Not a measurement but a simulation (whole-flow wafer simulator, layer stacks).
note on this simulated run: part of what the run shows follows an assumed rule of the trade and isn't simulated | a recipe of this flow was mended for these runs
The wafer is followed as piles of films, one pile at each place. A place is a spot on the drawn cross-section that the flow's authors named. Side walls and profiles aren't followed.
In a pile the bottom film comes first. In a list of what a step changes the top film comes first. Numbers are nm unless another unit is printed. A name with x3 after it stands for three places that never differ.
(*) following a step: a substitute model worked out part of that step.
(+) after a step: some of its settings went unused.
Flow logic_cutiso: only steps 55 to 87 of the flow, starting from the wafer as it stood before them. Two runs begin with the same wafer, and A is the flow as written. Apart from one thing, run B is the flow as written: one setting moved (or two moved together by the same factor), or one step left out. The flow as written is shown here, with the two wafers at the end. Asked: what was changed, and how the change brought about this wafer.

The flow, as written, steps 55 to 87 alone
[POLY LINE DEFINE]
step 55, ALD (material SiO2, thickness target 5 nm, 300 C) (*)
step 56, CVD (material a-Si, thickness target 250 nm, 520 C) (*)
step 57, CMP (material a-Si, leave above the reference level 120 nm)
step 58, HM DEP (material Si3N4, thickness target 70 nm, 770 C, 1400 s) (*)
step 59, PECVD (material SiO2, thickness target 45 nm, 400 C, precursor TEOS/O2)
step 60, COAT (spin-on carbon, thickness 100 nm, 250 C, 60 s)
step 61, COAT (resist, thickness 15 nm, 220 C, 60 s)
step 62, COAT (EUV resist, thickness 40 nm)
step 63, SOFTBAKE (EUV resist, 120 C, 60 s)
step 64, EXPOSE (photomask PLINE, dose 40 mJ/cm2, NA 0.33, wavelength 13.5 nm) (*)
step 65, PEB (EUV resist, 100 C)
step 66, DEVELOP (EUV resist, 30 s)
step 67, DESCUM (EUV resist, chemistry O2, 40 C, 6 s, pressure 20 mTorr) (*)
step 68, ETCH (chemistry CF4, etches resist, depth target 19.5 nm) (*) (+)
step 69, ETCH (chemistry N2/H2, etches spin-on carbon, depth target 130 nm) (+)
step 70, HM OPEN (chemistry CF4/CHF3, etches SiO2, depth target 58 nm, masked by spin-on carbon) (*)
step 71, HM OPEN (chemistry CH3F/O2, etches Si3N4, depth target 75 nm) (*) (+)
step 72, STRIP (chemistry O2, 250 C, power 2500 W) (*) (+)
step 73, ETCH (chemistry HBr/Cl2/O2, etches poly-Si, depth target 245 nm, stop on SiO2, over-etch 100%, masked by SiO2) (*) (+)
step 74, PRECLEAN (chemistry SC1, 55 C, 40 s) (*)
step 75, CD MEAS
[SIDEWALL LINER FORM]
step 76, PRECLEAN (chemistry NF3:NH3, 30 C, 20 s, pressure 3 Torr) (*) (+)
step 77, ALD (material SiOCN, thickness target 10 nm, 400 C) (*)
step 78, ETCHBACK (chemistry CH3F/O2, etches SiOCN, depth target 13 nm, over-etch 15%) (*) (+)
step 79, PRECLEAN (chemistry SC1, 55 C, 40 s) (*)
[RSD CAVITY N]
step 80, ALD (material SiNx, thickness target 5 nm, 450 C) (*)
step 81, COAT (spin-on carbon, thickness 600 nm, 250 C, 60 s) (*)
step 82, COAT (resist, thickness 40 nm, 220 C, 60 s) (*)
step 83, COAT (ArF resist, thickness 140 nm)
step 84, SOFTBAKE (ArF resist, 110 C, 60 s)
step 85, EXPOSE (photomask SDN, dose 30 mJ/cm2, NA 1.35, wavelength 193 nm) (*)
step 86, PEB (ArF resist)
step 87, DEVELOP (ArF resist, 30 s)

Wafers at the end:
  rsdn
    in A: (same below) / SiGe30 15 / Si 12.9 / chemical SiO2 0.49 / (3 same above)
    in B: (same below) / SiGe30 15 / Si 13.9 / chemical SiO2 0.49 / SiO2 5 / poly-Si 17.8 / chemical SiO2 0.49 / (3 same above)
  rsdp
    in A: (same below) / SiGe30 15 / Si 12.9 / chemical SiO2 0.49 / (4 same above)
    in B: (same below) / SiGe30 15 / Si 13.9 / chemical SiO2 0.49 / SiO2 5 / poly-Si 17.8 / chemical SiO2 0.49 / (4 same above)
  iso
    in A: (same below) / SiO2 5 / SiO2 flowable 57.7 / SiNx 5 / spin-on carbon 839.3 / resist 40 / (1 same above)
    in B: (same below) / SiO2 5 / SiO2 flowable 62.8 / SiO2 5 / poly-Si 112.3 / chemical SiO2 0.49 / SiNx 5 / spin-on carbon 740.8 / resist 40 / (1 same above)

Cause: step 59, PECVD: thickness target 61.3 nm was run, while the flow as written has thickness target 45 nm.

How this came from the change, step by step:
  step 59, PECVD (material SiO2, thickness target 45 nm, 400 C, precursor TEOS/O2)
      depop, dpovl x3, gfld and 17 more: A SiO2 gains 45 (new film) | B SiO2 gains 61.3 (new film)
  step 70, HM OPEN (chemistry CF4/CHF3, etches SiO2, depth target 58 nm, masked by spin-on carbon) (*)
      iso, lnr, lnri and 6 more: A SiO2 loses 43.2 (all of it), Si3N4 loses 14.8 | B SiO2 loses 58
  step 71, HM OPEN (chemistry CH3F/O2, etches Si3N4, depth target 75 nm) (*) (+)
      iso, lnr, lnri and 6 more: A Si3N4 loses 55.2 (all of it), poly-Si loses 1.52 | B SiO2 loses 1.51 (all of it), Si3N4 loses 56.9
  step 72, STRIP (chemistry O2, 250 C, power 2500 W) (*) (+)
      iso, lnr, lnri and 6 more: A chemical SiO2 gains 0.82 (new film), poly-Si loses 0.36 | B nothing
  step 73, ETCH (chemistry HBr/Cl2/O2, etches poly-Si, depth target 245 nm, stop on SiO2, over-etch 100%, masked by SiO2) (*) (+)
      lnr, lnrp, lnrt, rsdn, rsdp, rsdw, rsdx: A chemical SiO2 loses 0.82 (all of it), poly-Si loses 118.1 (all of it), SiO2 loses 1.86 | B Si3N4 loses 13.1 (all of it), poly-Si loses 100.9
      iso, lnri: A chemical SiO2 loses 0.82 (all of it), poly-Si loses 212.6 (all of it), SiO2 loses 1.39 | B Si3N4 loses 13.1 (all of it), poly-Si loses 100.9
      (as well as at 13 more places)
  step 76, PRECLEAN (chemistry NF3:NH3, 30 C, 20 s, pressure 3 Torr) (*) (+)
      lnr, lnrp, lnrt, rsdn, rsdp, rsdw, rsdx: A SiO2 loses 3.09 (all of it), chemical SiO2 loses 0.49 (all of it) | B chemical SiO2 loses 0.49 (all of it)
      iso, lnri: A SiO2 loses 3.56 (all of it), SiO2 flowable loses 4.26 | B chemical SiO2 loses 0.49 (all of it)
  step 78, ETCHBACK (chemistry CH3F/O2, etches SiOCN, depth target 13 nm, over-etch 15%) (*) (+)
      rsdn, rsdp, rsdw, rsdx: A SiOCN loses 10 (all of it), Si loses 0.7 | B SiOCN loses 10 (all of it), poly-Si loses 0.7
      iso: A SiOCN loses 10 (all of it), SiO2 flowable loses 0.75 | B SiOCN loses 10 (all of it), poly-Si loses 0.7
  step 81, COAT (spin-on carbon, thickness 600 nm, 250 C, 60 s) (*)
      gfld, gxf, gxn, gxp: A spin-on carbon gains 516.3 (new film) | B spin-on carbon gains 528.7 (new film)
      gl, glp, plug, tap: A spin-on carbon gains 516.4 (new film) | B spin-on carbon gains 528.7 (new film)
      (as well as at 5 more places)
